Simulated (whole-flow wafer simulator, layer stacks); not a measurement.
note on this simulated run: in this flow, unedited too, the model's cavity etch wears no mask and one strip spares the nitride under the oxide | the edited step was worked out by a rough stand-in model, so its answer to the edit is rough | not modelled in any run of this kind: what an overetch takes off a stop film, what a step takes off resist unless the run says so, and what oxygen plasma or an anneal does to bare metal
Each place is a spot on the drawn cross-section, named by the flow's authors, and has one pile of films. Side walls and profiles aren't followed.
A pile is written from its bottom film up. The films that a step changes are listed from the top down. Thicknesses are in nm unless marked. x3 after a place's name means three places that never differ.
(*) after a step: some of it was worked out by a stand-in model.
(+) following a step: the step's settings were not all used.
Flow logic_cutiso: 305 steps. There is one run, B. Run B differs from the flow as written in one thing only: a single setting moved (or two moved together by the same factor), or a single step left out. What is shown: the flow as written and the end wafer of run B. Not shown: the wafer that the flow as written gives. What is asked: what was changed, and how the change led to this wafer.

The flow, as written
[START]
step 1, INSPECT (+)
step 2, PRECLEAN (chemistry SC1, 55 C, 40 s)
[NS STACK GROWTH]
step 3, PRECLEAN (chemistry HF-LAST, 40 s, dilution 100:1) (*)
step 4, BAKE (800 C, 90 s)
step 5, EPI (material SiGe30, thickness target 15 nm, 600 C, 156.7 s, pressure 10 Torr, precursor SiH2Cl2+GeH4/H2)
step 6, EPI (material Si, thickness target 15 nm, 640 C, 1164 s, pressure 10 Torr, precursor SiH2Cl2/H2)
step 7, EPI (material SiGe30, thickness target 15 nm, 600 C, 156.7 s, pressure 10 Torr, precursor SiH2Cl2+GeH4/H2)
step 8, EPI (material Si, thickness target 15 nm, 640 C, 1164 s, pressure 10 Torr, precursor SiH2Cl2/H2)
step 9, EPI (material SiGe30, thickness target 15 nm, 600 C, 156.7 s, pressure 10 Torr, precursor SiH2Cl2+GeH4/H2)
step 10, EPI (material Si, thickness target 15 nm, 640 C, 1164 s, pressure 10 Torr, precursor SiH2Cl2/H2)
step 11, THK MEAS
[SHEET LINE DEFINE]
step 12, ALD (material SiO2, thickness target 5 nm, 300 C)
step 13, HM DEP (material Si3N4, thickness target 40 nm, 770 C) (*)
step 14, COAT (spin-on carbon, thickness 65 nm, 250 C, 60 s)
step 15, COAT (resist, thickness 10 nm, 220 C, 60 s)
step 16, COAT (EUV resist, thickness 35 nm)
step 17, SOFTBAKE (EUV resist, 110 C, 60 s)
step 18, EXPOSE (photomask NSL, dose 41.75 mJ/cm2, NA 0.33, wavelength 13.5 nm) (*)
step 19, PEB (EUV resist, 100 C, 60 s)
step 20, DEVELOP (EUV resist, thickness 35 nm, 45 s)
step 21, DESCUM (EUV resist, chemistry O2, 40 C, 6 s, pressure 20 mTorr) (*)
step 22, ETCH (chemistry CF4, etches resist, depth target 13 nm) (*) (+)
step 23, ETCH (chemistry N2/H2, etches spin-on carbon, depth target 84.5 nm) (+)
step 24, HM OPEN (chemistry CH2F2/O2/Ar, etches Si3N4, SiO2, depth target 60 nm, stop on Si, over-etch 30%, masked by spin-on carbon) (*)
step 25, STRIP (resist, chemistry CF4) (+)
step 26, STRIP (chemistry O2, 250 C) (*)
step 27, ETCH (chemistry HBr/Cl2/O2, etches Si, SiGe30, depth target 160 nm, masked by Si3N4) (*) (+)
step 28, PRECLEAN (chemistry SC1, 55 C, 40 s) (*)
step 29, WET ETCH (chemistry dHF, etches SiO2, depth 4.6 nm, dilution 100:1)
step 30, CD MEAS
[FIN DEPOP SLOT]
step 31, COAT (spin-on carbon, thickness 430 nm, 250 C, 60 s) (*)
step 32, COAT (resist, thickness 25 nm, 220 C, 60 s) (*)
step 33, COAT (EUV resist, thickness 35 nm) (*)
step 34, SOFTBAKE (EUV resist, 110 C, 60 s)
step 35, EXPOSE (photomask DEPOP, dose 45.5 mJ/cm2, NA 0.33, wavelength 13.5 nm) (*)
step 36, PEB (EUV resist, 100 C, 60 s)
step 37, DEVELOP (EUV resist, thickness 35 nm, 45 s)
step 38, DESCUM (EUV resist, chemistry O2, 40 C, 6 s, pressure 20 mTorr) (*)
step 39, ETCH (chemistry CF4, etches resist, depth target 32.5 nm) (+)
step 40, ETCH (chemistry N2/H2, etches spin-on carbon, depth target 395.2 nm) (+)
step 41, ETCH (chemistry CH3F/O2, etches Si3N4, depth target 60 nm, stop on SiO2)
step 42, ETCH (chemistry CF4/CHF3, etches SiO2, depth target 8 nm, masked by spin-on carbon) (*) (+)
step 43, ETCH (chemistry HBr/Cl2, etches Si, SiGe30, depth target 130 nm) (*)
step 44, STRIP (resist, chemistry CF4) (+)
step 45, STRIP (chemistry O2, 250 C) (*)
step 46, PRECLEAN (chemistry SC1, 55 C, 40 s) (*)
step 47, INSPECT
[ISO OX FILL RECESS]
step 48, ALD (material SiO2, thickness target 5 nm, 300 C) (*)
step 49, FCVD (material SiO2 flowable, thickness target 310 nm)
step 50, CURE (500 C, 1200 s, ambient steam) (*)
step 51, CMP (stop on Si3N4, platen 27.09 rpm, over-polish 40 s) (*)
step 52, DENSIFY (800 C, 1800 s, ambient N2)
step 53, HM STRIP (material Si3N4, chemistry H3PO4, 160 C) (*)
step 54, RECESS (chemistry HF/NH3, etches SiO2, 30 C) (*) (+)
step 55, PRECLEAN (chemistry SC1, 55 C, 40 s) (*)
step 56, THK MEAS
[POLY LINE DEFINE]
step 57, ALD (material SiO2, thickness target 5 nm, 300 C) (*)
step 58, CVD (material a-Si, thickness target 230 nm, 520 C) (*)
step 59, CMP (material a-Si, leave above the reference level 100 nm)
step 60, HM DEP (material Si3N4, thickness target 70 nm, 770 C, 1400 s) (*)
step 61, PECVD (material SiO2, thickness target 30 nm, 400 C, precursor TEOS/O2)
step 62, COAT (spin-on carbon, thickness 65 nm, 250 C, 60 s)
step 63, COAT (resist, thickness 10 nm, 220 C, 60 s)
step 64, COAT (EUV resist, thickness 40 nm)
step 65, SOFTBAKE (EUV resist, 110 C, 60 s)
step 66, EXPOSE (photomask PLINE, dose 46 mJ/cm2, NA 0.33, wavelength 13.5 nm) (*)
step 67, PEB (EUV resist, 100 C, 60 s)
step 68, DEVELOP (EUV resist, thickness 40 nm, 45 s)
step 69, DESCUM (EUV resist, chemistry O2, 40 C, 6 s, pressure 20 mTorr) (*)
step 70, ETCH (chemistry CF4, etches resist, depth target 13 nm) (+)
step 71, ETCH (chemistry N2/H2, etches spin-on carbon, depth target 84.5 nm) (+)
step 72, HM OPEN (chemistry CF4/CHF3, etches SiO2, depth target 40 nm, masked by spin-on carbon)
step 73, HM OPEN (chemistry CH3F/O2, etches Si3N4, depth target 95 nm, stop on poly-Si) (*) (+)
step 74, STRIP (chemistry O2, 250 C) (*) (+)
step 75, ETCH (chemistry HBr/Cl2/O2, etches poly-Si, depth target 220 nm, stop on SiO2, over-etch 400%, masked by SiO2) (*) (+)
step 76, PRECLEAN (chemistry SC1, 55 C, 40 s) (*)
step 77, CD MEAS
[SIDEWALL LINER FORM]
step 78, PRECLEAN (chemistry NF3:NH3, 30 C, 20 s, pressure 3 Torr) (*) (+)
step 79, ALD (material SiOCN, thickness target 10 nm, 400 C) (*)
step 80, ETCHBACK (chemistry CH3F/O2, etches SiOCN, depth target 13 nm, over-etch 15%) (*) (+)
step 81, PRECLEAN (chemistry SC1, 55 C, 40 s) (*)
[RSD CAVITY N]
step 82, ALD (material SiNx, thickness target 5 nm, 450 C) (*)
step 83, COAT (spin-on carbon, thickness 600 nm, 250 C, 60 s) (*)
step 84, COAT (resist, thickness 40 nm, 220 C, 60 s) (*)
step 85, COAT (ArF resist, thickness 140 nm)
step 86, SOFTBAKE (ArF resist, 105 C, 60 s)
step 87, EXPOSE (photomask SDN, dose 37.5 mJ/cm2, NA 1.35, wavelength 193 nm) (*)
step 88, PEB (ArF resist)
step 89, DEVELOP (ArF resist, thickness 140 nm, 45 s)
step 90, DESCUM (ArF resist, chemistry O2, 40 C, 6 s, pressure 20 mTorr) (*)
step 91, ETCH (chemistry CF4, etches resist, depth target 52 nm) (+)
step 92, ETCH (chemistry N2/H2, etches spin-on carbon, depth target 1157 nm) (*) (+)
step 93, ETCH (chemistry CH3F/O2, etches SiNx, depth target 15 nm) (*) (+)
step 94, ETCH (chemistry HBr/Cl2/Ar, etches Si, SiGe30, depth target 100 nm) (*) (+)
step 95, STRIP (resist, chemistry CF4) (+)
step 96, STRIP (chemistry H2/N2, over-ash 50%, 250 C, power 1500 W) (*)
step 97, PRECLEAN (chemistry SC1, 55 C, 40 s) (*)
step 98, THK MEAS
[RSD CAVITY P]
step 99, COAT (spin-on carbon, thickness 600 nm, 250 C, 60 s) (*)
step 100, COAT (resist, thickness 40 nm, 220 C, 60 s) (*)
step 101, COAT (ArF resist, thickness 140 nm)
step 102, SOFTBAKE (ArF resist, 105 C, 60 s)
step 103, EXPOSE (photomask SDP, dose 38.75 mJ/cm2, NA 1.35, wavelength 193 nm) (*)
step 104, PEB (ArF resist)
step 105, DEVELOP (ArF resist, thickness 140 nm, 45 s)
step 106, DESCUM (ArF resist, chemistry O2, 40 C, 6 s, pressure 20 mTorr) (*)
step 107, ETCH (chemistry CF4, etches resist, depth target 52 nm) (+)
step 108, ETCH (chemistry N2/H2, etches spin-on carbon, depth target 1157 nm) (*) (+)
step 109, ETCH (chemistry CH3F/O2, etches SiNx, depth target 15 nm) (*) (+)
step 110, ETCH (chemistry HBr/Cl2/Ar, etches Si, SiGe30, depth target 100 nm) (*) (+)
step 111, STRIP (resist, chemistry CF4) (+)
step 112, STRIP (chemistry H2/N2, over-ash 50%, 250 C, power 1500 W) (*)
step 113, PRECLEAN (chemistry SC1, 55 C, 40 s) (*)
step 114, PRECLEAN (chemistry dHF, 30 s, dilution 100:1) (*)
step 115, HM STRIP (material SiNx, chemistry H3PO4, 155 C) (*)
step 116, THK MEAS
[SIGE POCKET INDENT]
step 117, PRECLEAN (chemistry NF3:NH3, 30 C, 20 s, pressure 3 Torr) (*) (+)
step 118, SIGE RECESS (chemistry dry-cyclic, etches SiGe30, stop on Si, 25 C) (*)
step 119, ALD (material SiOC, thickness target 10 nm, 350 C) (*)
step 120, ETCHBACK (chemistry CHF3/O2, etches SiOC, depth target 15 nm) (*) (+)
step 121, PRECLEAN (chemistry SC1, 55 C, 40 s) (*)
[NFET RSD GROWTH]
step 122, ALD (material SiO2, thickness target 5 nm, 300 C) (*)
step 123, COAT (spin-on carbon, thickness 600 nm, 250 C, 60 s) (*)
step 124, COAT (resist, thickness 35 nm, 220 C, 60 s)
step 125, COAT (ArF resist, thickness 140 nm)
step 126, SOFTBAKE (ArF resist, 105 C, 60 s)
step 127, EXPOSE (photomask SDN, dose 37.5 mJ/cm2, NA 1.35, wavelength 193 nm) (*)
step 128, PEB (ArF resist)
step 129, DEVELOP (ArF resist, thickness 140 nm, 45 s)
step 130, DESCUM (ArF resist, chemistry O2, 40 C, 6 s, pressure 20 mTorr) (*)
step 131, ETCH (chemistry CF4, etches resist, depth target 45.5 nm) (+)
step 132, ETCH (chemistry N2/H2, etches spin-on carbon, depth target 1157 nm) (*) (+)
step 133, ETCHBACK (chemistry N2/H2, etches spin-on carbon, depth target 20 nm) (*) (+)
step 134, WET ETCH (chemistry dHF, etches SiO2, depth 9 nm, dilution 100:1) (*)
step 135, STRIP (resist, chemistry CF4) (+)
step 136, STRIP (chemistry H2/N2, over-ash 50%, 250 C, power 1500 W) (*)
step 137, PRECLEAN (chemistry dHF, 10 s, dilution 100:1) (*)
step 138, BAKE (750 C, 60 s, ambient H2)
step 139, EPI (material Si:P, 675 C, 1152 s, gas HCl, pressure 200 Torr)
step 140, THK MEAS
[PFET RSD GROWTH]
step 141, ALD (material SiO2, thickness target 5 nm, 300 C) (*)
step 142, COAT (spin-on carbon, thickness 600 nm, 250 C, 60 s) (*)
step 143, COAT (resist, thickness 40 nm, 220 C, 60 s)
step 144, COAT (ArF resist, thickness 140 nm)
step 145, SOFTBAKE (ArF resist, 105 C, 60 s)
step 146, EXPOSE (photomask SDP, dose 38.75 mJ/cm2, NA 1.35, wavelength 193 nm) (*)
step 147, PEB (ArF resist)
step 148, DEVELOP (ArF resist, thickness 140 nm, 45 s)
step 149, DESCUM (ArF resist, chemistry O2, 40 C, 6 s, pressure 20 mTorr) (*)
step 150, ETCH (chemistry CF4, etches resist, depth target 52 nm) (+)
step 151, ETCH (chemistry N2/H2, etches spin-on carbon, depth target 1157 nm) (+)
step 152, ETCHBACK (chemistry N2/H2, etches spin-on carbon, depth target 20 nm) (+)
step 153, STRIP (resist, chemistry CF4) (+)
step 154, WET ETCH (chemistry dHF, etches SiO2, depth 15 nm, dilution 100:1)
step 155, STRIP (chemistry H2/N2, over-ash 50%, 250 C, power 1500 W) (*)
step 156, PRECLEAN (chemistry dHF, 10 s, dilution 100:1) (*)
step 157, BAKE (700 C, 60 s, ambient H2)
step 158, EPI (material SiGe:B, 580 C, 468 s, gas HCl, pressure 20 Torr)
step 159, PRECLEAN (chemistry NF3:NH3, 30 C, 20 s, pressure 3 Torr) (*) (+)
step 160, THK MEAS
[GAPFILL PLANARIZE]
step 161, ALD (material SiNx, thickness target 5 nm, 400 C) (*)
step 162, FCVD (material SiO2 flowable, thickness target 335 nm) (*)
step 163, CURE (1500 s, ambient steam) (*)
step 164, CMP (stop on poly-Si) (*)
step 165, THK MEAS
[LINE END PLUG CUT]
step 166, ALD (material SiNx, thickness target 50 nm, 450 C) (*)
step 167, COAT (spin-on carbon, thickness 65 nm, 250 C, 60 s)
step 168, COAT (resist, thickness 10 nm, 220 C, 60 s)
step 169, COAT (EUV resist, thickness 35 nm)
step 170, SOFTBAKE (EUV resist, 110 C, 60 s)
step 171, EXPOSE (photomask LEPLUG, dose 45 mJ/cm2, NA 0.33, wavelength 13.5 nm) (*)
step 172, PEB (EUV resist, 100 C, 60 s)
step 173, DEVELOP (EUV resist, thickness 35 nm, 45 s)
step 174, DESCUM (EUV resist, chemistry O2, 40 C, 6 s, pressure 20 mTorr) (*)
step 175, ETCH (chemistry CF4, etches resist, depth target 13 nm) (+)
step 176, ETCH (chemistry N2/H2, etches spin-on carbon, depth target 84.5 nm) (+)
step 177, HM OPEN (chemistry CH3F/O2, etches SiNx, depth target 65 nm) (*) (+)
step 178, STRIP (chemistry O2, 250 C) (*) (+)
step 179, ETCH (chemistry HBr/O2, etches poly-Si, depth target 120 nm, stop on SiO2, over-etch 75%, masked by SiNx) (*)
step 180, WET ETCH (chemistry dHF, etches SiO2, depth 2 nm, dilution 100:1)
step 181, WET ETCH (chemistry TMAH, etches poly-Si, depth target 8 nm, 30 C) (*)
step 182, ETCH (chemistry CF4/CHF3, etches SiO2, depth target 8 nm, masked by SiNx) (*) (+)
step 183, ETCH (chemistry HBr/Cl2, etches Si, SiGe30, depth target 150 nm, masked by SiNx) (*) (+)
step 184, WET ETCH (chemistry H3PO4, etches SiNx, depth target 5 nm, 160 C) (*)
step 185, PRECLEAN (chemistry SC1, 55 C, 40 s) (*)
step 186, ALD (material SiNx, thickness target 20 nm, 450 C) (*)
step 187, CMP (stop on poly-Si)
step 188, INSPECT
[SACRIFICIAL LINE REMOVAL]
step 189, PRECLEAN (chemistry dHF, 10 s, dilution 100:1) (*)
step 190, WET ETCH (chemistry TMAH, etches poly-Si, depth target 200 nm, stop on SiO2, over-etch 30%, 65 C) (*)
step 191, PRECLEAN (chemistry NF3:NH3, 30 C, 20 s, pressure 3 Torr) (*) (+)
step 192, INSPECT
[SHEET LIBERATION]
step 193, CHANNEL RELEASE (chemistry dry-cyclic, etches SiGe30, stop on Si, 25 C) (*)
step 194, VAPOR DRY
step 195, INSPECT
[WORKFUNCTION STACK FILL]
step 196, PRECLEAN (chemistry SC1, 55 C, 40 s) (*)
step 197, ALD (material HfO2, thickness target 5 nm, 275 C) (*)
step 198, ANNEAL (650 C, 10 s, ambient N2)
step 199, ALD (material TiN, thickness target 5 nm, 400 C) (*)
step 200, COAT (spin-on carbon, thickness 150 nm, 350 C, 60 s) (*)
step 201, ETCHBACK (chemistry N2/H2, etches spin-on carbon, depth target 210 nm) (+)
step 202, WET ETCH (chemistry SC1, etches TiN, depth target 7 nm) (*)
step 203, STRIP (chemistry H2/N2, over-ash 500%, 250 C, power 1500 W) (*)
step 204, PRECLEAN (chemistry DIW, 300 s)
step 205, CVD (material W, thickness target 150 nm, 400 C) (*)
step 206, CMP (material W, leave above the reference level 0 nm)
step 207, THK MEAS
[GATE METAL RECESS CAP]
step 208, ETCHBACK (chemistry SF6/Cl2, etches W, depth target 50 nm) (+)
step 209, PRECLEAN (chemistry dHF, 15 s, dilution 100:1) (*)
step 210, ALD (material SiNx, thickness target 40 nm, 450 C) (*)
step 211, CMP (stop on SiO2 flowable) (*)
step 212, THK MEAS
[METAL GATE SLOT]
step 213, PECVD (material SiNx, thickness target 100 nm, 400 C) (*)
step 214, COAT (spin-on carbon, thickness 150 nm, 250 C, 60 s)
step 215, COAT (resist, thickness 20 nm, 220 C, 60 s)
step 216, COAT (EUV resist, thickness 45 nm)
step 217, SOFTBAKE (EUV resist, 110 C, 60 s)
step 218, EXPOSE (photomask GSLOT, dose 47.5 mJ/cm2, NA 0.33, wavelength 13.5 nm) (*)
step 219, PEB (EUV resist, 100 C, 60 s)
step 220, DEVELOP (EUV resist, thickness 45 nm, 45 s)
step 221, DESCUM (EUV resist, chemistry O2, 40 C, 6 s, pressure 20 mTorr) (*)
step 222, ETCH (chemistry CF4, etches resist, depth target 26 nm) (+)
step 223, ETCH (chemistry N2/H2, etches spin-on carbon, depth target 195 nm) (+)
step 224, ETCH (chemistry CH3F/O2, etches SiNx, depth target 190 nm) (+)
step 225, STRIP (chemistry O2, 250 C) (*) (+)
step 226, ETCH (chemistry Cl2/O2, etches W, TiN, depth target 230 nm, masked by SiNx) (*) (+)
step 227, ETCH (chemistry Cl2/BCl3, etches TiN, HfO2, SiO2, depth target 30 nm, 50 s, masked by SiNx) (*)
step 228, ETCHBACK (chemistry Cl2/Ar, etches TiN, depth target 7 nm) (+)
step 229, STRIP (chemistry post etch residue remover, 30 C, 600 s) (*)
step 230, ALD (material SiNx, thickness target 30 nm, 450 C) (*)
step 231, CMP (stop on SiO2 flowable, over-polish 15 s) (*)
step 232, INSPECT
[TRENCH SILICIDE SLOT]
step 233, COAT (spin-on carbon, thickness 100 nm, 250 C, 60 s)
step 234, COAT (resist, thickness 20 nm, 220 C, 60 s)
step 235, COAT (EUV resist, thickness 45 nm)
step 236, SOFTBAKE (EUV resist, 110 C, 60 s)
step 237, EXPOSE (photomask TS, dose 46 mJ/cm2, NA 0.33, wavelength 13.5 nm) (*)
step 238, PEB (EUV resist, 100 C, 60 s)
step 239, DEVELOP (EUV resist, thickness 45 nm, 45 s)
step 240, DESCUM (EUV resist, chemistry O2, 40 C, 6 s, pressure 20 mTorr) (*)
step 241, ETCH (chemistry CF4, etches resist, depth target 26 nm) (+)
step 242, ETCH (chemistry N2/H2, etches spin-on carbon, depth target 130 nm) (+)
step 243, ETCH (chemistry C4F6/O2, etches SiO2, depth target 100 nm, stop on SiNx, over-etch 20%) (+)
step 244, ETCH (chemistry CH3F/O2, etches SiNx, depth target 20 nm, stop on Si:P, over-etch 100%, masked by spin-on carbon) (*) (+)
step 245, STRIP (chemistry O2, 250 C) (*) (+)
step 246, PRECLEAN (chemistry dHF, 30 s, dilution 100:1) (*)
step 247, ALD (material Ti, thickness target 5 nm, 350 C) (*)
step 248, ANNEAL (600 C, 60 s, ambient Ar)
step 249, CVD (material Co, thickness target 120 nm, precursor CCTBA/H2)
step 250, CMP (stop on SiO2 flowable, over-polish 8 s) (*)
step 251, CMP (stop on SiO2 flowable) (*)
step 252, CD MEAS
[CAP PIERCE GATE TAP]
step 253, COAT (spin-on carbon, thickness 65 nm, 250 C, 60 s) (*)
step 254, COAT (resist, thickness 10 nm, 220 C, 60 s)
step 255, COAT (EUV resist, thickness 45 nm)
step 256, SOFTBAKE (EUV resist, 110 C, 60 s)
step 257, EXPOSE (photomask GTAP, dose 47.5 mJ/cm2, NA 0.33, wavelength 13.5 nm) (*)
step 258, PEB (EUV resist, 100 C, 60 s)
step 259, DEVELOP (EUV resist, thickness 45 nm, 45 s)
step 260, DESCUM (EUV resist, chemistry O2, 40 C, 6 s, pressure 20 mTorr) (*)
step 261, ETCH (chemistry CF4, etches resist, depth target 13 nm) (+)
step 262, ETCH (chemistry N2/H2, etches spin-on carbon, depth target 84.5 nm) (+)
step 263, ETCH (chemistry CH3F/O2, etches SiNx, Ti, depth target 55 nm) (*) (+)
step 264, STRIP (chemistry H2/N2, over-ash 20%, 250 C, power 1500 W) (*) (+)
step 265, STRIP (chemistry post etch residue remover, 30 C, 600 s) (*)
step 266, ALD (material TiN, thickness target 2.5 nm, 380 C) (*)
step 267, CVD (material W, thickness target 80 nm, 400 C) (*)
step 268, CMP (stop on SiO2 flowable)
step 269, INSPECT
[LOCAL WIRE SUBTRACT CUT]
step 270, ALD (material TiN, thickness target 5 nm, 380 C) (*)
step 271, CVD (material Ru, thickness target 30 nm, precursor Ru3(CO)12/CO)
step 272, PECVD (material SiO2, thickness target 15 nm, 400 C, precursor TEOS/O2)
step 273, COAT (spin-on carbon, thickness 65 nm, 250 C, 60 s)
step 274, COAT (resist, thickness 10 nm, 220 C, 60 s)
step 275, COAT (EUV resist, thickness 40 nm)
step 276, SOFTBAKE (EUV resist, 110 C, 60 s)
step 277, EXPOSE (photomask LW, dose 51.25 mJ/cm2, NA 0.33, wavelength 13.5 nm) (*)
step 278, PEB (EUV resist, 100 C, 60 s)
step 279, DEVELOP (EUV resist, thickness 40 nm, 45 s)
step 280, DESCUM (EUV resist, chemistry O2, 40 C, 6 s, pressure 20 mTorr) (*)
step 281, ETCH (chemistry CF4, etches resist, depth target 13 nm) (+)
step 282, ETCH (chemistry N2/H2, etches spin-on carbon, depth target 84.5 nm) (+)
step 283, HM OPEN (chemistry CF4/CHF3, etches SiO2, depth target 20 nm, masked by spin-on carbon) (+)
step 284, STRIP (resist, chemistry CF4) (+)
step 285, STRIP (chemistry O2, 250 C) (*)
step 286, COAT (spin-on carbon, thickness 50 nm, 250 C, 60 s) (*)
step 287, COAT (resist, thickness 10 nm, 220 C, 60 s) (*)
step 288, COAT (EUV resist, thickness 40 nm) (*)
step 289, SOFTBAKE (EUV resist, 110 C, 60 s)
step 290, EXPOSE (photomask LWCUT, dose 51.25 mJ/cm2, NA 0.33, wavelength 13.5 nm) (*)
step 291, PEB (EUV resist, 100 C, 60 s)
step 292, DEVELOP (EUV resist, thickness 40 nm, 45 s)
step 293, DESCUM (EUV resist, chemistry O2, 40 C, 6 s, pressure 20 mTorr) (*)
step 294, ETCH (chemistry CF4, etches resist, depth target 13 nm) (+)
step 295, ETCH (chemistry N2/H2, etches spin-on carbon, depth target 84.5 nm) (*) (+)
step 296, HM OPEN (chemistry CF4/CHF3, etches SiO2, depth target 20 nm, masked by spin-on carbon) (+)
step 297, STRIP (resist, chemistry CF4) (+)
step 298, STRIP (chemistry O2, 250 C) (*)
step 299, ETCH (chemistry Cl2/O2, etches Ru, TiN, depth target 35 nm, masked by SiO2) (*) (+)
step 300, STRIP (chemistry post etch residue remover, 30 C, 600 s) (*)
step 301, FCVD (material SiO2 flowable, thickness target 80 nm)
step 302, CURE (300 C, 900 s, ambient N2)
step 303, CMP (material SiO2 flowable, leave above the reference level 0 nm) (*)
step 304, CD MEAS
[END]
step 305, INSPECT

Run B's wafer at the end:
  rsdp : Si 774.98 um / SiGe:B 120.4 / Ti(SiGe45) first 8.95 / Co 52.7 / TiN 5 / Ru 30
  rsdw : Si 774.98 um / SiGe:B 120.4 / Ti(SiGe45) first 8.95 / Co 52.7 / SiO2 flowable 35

The reason: step 110, ETCH: depth target 110 nm was run, whereas the flow has depth target 100 nm.

Step by step, how the change led to this:
  step 110, ETCH (chemistry HBr/Cl2/Ar, etches Si, SiGe30, depth target 100 nm) (*) (+)
      rsdp, rsdw: chemical SiO2 loses 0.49 (all of it), Si loses 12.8 (all of it), SiGe30 loses 15 (all of it), Si loses 15 (all of it), SiGe30 loses 15 (all of it), Si loses 15 (all of it), SiGe30 loses 15 (all of it), Si loses 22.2 (in the flow as written it would be: chemical SiO2 loses 0.49 (all of it), Si loses 12.8 (all of it), SiGe30 loses 15 (all of it), Si loses 15 (all of it), SiGe30 loses 15 (all of it), Si loses 15 (all of it), SiGe30 loses 15 (all of it), Si loses 12.2)
  step 158, EPI (material SiGe:B, 580 C, 468 s, gas HCl, pressure 20 Torr)
      rsdp, rsdw: SiGe:B gains 126.8 (new film) (in the flow as written it would be: SiGe:B gains 116.8 (new film))
